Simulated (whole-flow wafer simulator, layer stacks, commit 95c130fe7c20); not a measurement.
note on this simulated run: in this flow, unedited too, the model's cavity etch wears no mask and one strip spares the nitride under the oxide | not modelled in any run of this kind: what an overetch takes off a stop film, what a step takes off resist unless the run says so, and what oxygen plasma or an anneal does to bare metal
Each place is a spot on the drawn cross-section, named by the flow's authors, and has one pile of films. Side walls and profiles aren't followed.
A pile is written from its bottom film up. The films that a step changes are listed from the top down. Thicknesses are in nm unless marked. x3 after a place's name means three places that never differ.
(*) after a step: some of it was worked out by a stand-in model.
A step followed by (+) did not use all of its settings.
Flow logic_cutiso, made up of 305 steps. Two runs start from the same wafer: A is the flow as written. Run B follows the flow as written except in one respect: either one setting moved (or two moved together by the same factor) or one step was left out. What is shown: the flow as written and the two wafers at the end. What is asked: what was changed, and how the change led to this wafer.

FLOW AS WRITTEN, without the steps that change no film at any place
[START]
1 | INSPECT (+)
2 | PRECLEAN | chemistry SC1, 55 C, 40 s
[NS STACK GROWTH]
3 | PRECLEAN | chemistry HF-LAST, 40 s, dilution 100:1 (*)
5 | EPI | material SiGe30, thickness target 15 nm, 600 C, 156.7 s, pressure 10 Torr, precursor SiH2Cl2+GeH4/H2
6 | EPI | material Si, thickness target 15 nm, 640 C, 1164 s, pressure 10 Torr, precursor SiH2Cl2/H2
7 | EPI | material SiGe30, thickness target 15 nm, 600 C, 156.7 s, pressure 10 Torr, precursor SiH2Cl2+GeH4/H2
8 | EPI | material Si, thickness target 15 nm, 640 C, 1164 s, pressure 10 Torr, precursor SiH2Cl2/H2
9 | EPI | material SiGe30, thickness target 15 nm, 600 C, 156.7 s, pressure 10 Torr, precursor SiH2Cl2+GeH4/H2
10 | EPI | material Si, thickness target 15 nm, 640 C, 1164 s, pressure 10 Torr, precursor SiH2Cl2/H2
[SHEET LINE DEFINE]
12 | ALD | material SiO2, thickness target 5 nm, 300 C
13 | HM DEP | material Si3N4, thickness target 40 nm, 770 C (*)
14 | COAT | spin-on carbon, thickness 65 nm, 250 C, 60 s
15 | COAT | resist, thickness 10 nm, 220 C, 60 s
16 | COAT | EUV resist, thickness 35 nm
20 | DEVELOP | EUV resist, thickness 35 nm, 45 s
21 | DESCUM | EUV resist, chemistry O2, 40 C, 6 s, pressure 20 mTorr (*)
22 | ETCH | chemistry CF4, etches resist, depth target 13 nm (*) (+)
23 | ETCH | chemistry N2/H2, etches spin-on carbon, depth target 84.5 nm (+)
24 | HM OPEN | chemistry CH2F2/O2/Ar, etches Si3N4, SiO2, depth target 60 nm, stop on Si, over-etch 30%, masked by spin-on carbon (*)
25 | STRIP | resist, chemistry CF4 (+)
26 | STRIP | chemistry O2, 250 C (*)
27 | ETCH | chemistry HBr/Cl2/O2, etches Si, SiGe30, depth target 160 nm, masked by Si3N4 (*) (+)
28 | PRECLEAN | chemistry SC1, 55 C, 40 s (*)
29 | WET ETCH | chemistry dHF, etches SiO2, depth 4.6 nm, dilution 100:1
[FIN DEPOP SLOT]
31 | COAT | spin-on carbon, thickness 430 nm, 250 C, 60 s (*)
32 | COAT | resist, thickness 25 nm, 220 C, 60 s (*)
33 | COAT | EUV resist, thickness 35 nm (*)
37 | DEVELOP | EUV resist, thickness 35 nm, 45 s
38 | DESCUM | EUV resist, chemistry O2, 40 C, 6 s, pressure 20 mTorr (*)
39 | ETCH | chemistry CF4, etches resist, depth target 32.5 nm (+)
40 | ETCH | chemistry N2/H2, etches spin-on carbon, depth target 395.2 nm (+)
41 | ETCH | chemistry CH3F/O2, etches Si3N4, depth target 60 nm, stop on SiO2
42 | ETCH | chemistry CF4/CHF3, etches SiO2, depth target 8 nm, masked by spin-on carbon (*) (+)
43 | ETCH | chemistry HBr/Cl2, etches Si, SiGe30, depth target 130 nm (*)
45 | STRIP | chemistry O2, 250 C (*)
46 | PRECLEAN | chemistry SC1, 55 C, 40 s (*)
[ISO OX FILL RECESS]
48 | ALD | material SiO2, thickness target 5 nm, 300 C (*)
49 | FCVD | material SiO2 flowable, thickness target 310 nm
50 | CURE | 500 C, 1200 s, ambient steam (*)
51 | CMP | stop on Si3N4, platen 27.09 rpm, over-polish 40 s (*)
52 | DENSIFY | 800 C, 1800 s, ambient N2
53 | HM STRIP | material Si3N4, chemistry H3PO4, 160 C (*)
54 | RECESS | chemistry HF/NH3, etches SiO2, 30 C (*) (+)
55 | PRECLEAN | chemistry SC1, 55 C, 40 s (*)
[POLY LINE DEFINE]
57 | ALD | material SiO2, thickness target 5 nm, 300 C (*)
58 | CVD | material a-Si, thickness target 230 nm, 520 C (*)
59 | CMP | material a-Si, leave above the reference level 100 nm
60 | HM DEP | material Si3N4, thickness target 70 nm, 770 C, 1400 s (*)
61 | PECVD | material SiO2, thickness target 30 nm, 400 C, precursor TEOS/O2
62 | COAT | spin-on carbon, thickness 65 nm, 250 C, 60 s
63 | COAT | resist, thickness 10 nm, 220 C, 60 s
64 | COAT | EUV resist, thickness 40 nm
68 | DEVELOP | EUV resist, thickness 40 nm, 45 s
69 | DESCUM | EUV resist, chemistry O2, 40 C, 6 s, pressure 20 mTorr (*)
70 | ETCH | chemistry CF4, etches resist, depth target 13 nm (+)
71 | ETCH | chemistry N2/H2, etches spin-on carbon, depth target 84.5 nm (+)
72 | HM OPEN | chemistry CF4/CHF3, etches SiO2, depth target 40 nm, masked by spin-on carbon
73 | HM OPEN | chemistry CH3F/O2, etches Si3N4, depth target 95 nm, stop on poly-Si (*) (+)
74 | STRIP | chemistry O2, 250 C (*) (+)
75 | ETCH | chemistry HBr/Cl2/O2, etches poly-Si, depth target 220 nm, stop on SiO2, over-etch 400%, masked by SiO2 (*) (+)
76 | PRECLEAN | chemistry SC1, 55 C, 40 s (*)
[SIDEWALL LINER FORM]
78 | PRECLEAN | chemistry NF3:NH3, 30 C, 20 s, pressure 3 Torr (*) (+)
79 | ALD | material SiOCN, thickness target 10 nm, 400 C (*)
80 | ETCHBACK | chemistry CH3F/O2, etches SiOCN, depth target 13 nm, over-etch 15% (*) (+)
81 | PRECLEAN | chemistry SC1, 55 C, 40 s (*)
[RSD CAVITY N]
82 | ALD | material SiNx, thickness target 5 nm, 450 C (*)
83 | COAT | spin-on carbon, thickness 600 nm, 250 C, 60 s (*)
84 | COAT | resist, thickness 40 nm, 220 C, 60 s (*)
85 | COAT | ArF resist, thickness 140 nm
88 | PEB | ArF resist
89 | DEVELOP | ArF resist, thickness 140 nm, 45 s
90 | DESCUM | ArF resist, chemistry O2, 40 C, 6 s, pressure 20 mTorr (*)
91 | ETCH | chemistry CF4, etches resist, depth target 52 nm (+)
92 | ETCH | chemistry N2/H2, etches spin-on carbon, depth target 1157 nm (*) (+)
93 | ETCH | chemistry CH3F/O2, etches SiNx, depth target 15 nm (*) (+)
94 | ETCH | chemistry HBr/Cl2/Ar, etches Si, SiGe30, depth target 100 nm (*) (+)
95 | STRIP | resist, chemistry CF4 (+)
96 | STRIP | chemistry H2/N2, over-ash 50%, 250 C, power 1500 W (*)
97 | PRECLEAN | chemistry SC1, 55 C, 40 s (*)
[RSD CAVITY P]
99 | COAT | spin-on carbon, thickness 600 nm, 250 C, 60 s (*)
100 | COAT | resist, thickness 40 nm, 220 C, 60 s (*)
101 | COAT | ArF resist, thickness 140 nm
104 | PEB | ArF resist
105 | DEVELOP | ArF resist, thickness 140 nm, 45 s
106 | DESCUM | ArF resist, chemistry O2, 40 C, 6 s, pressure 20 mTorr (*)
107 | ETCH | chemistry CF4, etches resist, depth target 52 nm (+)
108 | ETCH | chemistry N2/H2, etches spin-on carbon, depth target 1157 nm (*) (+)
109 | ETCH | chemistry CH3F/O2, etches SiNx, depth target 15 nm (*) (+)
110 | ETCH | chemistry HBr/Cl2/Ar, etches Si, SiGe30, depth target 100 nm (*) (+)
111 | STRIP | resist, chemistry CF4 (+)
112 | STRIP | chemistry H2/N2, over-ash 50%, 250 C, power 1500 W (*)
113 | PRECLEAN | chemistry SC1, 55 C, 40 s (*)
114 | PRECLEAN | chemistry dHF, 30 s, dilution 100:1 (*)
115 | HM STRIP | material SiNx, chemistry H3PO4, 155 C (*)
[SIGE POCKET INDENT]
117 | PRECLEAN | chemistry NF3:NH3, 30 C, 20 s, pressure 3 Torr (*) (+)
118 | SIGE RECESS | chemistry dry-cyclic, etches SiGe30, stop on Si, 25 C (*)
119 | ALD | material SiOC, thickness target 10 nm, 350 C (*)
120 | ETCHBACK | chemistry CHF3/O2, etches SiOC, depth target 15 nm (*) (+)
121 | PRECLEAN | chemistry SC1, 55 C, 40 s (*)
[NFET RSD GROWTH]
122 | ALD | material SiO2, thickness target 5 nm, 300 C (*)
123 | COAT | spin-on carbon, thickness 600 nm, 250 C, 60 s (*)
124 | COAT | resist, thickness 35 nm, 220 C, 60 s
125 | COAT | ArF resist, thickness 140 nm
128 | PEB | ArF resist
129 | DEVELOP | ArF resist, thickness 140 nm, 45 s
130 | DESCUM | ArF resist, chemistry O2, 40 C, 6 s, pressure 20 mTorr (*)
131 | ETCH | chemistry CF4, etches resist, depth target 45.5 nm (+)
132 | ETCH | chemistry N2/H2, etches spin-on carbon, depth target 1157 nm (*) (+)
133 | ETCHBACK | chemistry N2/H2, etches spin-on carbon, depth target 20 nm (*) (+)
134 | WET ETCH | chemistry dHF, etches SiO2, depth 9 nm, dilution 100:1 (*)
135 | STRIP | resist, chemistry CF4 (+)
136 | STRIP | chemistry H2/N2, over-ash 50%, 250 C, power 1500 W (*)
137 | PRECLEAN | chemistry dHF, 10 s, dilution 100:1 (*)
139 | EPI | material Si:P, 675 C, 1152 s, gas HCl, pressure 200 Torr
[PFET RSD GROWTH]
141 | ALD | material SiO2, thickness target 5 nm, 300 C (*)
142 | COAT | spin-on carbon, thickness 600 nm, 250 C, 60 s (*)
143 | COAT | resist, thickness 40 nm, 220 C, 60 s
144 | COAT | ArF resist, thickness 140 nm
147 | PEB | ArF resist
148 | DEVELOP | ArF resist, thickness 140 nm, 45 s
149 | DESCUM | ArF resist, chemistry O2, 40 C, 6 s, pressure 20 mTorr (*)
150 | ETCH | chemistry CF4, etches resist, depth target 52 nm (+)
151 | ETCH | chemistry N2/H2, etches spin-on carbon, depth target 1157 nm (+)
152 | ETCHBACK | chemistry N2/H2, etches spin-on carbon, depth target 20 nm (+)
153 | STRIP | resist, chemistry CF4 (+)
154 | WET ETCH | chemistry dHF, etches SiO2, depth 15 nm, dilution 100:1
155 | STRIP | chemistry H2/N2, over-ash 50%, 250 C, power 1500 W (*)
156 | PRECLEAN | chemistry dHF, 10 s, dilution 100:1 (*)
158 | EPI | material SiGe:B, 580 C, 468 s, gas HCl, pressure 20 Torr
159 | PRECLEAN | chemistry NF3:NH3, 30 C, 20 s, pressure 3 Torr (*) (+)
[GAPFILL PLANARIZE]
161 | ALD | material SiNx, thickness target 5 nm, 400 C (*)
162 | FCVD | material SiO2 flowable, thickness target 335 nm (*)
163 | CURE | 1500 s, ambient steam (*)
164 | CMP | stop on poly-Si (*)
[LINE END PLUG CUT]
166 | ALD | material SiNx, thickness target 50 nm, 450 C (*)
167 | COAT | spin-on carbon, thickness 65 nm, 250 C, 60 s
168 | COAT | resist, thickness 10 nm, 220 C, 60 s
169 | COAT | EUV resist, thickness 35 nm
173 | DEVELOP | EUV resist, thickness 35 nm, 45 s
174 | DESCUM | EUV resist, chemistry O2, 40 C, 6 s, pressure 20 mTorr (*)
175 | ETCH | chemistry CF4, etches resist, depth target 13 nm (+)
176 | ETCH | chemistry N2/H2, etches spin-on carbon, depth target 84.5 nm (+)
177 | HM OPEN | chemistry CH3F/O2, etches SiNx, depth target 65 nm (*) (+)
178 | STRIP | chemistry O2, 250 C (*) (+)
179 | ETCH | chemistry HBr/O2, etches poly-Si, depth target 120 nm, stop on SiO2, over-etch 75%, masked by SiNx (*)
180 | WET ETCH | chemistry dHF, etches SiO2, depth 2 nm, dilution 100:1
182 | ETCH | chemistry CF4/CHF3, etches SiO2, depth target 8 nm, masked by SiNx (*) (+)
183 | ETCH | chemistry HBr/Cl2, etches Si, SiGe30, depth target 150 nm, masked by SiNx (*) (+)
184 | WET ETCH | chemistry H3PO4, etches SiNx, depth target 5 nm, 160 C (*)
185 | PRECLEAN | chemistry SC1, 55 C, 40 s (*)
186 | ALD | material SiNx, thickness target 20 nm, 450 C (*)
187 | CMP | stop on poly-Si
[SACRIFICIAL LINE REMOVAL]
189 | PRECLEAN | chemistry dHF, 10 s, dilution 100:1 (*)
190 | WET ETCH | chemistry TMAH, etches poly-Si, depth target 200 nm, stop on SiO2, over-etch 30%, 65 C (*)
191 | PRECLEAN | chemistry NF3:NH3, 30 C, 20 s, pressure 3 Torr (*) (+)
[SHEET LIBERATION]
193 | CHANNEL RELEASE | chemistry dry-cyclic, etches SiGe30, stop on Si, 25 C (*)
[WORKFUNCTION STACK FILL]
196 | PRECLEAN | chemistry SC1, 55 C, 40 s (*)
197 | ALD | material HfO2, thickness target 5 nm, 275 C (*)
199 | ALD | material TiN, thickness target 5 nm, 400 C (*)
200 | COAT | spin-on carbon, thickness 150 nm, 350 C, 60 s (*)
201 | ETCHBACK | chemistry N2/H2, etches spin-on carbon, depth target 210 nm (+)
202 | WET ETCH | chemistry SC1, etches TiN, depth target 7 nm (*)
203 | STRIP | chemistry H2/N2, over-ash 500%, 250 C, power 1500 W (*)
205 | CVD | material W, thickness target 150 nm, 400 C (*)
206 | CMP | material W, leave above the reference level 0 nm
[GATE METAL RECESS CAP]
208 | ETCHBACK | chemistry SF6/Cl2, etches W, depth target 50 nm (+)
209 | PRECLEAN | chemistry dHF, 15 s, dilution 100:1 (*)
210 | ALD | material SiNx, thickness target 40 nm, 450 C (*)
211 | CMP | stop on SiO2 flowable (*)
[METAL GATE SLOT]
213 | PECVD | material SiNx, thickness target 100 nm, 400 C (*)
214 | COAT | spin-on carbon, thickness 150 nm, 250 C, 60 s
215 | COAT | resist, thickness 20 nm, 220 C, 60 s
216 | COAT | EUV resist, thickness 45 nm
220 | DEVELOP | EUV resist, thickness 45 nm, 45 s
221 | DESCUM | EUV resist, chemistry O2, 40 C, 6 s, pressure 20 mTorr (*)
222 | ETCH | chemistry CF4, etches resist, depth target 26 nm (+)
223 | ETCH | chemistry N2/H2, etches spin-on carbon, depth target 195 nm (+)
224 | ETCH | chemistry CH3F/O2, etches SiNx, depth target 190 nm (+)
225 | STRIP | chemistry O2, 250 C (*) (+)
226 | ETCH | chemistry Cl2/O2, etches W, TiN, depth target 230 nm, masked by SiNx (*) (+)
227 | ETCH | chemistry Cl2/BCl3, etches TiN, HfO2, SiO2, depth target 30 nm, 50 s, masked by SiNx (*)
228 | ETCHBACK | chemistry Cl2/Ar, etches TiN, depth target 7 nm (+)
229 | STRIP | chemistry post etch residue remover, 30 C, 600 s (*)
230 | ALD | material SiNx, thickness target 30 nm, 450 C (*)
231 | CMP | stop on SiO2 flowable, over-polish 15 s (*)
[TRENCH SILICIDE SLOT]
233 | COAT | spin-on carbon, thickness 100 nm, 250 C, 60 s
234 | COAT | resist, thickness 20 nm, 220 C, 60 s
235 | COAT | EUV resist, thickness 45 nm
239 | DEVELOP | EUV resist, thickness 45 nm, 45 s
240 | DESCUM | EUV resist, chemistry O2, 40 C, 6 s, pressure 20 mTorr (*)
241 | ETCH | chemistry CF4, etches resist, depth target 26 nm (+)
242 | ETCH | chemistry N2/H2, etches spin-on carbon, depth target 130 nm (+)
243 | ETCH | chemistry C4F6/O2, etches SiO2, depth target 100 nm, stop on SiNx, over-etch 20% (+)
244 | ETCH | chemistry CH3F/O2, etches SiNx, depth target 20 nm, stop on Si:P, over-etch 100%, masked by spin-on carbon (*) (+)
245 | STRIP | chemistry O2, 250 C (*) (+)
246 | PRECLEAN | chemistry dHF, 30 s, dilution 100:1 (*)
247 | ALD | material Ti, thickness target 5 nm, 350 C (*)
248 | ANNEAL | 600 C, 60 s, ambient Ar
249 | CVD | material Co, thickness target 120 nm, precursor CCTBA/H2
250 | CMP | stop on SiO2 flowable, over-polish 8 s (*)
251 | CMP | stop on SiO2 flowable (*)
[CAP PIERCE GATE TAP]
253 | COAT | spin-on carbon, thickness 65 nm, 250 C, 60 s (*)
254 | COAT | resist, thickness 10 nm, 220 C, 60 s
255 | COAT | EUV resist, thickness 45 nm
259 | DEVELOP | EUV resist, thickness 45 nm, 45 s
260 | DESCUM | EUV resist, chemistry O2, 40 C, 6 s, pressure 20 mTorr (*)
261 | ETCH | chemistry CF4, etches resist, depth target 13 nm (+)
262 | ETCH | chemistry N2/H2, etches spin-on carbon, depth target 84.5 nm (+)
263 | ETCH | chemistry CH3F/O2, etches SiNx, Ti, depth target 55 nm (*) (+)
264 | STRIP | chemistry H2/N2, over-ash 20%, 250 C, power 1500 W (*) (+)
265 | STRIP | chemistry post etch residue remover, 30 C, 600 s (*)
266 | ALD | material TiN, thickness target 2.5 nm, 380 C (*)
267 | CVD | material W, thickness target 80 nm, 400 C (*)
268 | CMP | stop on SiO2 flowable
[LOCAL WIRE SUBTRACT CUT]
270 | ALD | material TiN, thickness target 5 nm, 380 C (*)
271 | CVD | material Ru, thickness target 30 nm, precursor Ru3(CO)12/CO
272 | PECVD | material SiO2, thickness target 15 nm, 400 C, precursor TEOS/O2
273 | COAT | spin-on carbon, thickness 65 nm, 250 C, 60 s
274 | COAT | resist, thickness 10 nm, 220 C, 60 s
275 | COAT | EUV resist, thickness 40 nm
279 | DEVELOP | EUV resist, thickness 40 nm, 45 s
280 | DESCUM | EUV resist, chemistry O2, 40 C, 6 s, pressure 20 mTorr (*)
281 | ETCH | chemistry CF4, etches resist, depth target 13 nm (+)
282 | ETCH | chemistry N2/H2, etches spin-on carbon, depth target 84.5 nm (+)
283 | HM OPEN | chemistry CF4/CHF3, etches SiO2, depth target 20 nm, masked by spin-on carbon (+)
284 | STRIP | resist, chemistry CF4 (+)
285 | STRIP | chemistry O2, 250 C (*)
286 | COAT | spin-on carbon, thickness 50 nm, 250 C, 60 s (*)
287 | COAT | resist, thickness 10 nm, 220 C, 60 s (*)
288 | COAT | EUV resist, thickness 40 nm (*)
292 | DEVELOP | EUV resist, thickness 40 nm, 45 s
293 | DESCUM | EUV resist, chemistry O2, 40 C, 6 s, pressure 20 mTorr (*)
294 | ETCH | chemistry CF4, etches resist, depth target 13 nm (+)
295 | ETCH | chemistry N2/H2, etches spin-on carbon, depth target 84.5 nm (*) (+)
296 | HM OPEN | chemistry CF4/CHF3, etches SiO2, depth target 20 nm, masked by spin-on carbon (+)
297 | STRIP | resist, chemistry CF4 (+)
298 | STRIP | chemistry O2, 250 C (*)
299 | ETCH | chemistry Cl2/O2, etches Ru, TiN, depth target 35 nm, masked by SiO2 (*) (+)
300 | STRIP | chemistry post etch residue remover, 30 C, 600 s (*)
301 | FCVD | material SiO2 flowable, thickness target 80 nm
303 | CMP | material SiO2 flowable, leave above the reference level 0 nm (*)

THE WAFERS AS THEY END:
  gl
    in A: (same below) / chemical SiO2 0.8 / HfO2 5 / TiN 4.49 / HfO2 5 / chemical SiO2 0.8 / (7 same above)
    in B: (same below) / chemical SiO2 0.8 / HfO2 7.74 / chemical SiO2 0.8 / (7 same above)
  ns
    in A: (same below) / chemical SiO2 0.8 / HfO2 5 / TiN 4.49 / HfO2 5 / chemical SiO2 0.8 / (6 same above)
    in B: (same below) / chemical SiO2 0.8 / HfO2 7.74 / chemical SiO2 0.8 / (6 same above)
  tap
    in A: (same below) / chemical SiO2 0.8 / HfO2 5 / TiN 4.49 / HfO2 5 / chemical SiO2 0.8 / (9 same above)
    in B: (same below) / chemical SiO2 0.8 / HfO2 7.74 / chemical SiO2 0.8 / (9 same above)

What caused this: step 9, EPI: thickness target 8.2 nm was run, though the flow has thickness target 15 nm; step 9, EPI: 86.2 s was run, where the flow has 156.7 s.

Step by step, how the change led to this:
  9 | EPI | material SiGe30, thickness target 15 nm, 600 C, 156.7 s, pressure 10 Torr, precursor SiH2Cl2+GeH4/H2
      depop, dpovl, gfld and 19 more: A SiGe30 gains 15 (new film) | B SiGe30 gains 8.25 (new film)
  27 | ETCH | chemistry HBr/Cl2/O2, etches Si, SiGe30, depth target 160 nm, masked by Si3N4 (*) (+)
      gfld, gxf, iso, lnri: A chemical SiO2 loses 0.79 (all of it), Si loses 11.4 (all of it), SiGe30 loses 15 (all of it), Si loses 15 (all of it), SiGe30 loses 15 (all of it), Si loses 15 (all of it), SiGe30 loses 15 (all of it), Si loses 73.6 | B chemical SiO2 loses 0.79 (all of it), Si loses 11.4 (all of it), SiGe30 loses 8.25 (all of it), Si loses 15 (all of it), SiGe30 loses 15 (all of it), Si loses 15 (all of it), SiGe30 loses 15 (all of it), Si loses 80.4
      dpovl, nsgap: A chemical SiO2 loses 0.79 (all of it), Si loses 11.8 (all of it), SiGe30 loses 15 (all of it), Si loses 15 (all of it), SiGe30 loses 15 (all of it), Si loses 15 (all of it), SiGe30 loses 15 (all of it), Si loses 73.2 | B chemical SiO2 loses 0.79 (all of it), Si loses 11.8 (all of it), SiGe30 loses 8.25 (all of it), Si loses 15 (all of it), SiGe30 loses 15 (all of it), Si loses 15 (all of it), SiGe30 loses 15 (all of it), Si loses 80
      (also at 1 further place)
  43 | ETCH | chemistry HBr/Cl2, etches Si, SiGe30, depth target 130 nm (*)
      depop: A Si loses 14 (all of it), SiGe30 loses 15 (all of it), Si loses 15 (all of it), SiGe30 loses 15 (all of it), Si loses 15 (all of it), SiGe30 loses 15 (all of it), Si loses 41 | B Si loses 14 (all of it), SiGe30 loses 8.25 (all of it), Si loses 15 (all of it), SiGe30 loses 15 (all of it), Si loses 15 (all of it), SiGe30 loses 15 (all of it), Si loses 47.7
  94 | ETCH | chemistry HBr/Cl2/Ar, etches Si, SiGe30, depth target 100 nm (*) (+)
      rsdn, rsdx: A chemical SiO2 loses 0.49 (all of it), Si loses 12.8 (all of it), SiGe30 loses 15 (all of it), Si loses 15 (all of it), SiGe30 loses 15 (all of it), Si loses 15 (all of it), SiGe30 loses 15 (all of it), Si loses 12.2 | B chemical SiO2 loses 0.49 (all of it), Si loses 12.8 (all of it), SiGe30 loses 8.25 (all of it), Si loses 15 (all of it), SiGe30 loses 15 (all of it), Si loses 15 (all of it), SiGe30 loses 15 (all of it), Si loses 18.9
  110 | ETCH | chemistry HBr/Cl2/Ar, etches Si, SiGe30, depth target 100 nm (*) (+)
      rsdp, rsdw: A chemical SiO2 loses 0.49 (all of it), Si loses 12.8 (all of it), SiGe30 loses 15 (all of it), Si loses 15 (all of it), SiGe30 loses 15 (all of it), Si loses 15 (all of it), SiGe30 loses 15 (all of it), Si loses 12.2 | B chemical SiO2 loses 0.49 (all of it), Si loses 12.8 (all of it), SiGe30 loses 8.25 (all of it), Si loses 15 (all of it), SiGe30 loses 15 (all of it), Si loses 15 (all of it), SiGe30 loses 15 (all of it), Si loses 18.9
  118 | SIGE RECESS | chemistry dry-cyclic, etches SiGe30, stop on Si, 25 C (*)
      lnr, lnrp, lnrt: A SiOCN loses 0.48, Si loses 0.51, cavity gains 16 (new film), SiGe30 loses 15 (all of it), Si loses 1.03, cavity gains 16 (new film), SiGe30 loses 15 (all of it), Si loses 1.03, cavity gains 16 (new film), SiGe30 loses 15 (all of it), Si loses 0.51 | B SiOCN loses 0.48, Si loses 0.51, cavity gains 9.28 (new film), SiGe30 loses 8.25 (all of it), Si loses 1.03, cavity gains 16 (new film), SiGe30 loses 15 (all of it), Si loses 1.03, cavity gains 16 (new film), SiGe30 loses 15 (all of it), Si loses 0.51
  119 | ALD | material SiOC, thickness target 10 nm, 350 C (*)
      lnr, lnrp, lnrt: A SiOC gains 10 (new film), SiOC gains 16 (new film), cavity loses 16 (all of it), SiOC gains 16 (new film), cavity loses 16 (all of it), SiOC gains 16 (new film), cavity loses 16 (all of it) | B SiOC gains 10 (new film), SiOC gains 9.28 (new film), cavity loses 9.28 (all of it), SiOC gains 16 (new film), cavity loses 16 (all of it), SiOC gains 16 (new film), cavity loses 16 (all of it)
  183 | ETCH | chemistry HBr/Cl2, etches Si, SiGe30, depth target 150 nm, masked by SiNx (*) (+)
      plug: A Si loses 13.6 (all of it), SiGe30 loses 15 (all of it), Si loses 15 (all of it), SiGe30 loses 15 (all of it), Si loses 15 (all of it), SiGe30 loses 15 (all of it), Si loses 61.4 | B Si loses 13.6 (all of it), SiGe30 loses 8.25 (all of it), Si loses 15 (all of it), SiGe30 loses 15 (all of it), Si loses 15 (all of it), SiGe30 loses 15 (all of it), Si loses 68.2
  193 | CHANNEL RELEASE | chemistry dry-cyclic, etches SiGe30, stop on Si, 25 C (*)
      gl, glp, gxn, gxp, ns, tap: A chemical SiO2 gains 0.8 (new film), Si loses 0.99, chemical SiO2 gains 0.8 (new film), cavity gains 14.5 (new film), chemical SiO2 gains 0.8 (new film), SiGe30 loses 15 (all of it), Si loses 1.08, chemical SiO2 gains 0.8 (new film), cavity gains 14.5 (new film), chemical SiO2 gains 0.8 (new film), SiGe30 loses 15 (all of it), Si loses 1.08, chemical SiO2 gains 0.8 (new film), cavity gains 14.5 (new film), chemical SiO2 gains 0.8 (new film), SiGe30 loses 15 (all of it), Si loses 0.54 | B chemical SiO2 gains 0.8 (new film), Si loses 0.99, chemical SiO2 gains 0.8 (new film), cavity gains 7.74 (new film), chemical SiO2 gains 0.8 (new film), SiGe30 loses 8.25 (all of it), Si loses 1.08, chemical SiO2 gains 0.8 (new film), cavity gains 14.5 (new film), chemical SiO2 gains 0.8 (new film), SiGe30 loses 15 (all of it), Si loses 1.08, chemical SiO2 gains 0.8 (new film), cavity gains 14.5 (new film), chemical SiO2 gains 0.8 (new film), SiGe30 loses 15 (all of it), Si loses 0.54
  197 | ALD | material HfO2, thickness target 5 nm, 275 C (*)
      gl, glp, gxn, gxp, ns, tap: A HfO2 gains 5 (new film), HfO2 gains 5 (new film), cavity loses 10, HfO2 gains 5 (new film), HfO2 gains 5 (new film), cavity loses 10, HfO2 gains 5 (new film), HfO2 gains 5 (new film), cavity loses 10, HfO2 gains 5 (new film) | B HfO2 gains 5 (new film), HfO2 gains 7.74 (new film), cavity loses 7.74 (all of it), HfO2 gains 5 (new film), cavity loses 10, HfO2 gains 5 (new film), HfO2 gains 5 (new film), cavity loses 10, HfO2 gains 5 (new film)
  199 | ALD | material TiN, thickness target 5 nm, 400 C (*)
      gl, glp, tap: A TiN gains 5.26 (new film), TiN gains 4.49 (new film), cavity loses 4.49 (all of it), TiN gains 4.49 (new film), cavity loses 4.49 (all of it), TiN gains 4.49 (new film), cavity loses 4.49 (all of it) | B TiN gains 5.26 (new film), TiN gains 4.49 (new film), cavity loses 4.49 (all of it), TiN gains 4.49 (new film), cavity loses 4.49 (all of it)
      gxn, gxp, ns: A TiN gains 5 (new film), TiN gains 4.49 (new film), cavity loses 4.49 (all of it), TiN gains 4.49 (new film), cavity loses 4.49 (all of it), TiN gains 4.49 (new film), cavity loses 4.49 (all of it) | B TiN gains 5 (new film), TiN gains 4.49 (new film), cavity loses 4.49 (all of it), TiN gains 4.49 (new film), cavity loses 4.49 (all of it)
If metal films that touch count as one body, gl has 3 bodies (between them, from the top down: HfO2 5 / chemical SiO2 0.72 / Si 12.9 / chemical SiO2 0.8 / HfO2 7.74 / chemical SiO2 0.8 / Si 13.9 / chemical SiO2 0.8 / HfO2 5; HfO2 5 / chemical SiO2 0.8 / Si 13.9 / chemical SiO2 0.8 / HfO2 5); the flow as written gives 4 bodies (between them, from the top down: HfO2 5 / chemical SiO2 0.72 / Si 12.9 / chemical SiO2 0.8 / HfO2 5; HfO2 5 / chemical SiO2 0.8 / Si 13.9 / chemical SiO2 0.8 / HfO2 5; HfO2 5 / chemical SiO2 0.8 / Si 13.9 / chemical SiO2 0.8 / HfO2 5).
If metal films that touch count as one body, ns has 3 bodies (between them, from the top down: HfO2 5 / chemical SiO2 0.72 / Si 12.9 / chemical SiO2 0.8 / HfO2 7.74 / chemical SiO2 0.8 / Si 13.9 / chemical SiO2 0.8 / HfO2 5; HfO2 5 / chemical SiO2 0.8 / Si 13.9 / chemical SiO2 0.8 / HfO2 5); the flow as written gives 4 bodies (between them, from the top down: HfO2 5 / chemical SiO2 0.72 / Si 12.9 / chemical SiO2 0.8 / HfO2 5; HfO2 5 / chemical SiO2 0.8 / Si 13.9 / chemical SiO2 0.8 / HfO2 5; HfO2 5 / chemical SiO2 0.8 / Si 13.9 / chemical SiO2 0.8 / HfO2 5).
If metal films that touch count as one body, tap has 3 bodies (between them, from the top down: HfO2 5 / chemical SiO2 0.72 / Si 12.9 / chemical SiO2 0.8 / HfO2 7.74 / chemical SiO2 0.8 / Si 13.9 / chemical SiO2 0.8 / HfO2 5; HfO2 5 / chemical SiO2 0.8 / Si 13.9 / chemical SiO2 0.8 / HfO2 5); the flow as written gives 4 bodies (between them, from the top down: HfO2 5 / chemical SiO2 0.72 / Si 12.9 / chemical SiO2 0.8 / HfO2 5; HfO2 5 / chemical SiO2 0.8 / Si 13.9 / chemical SiO2 0.8 / HfO2 5; HfO2 5 / chemical SiO2 0.8 / Si 13.9 / chemical SiO2 0.8 / HfO2 5).
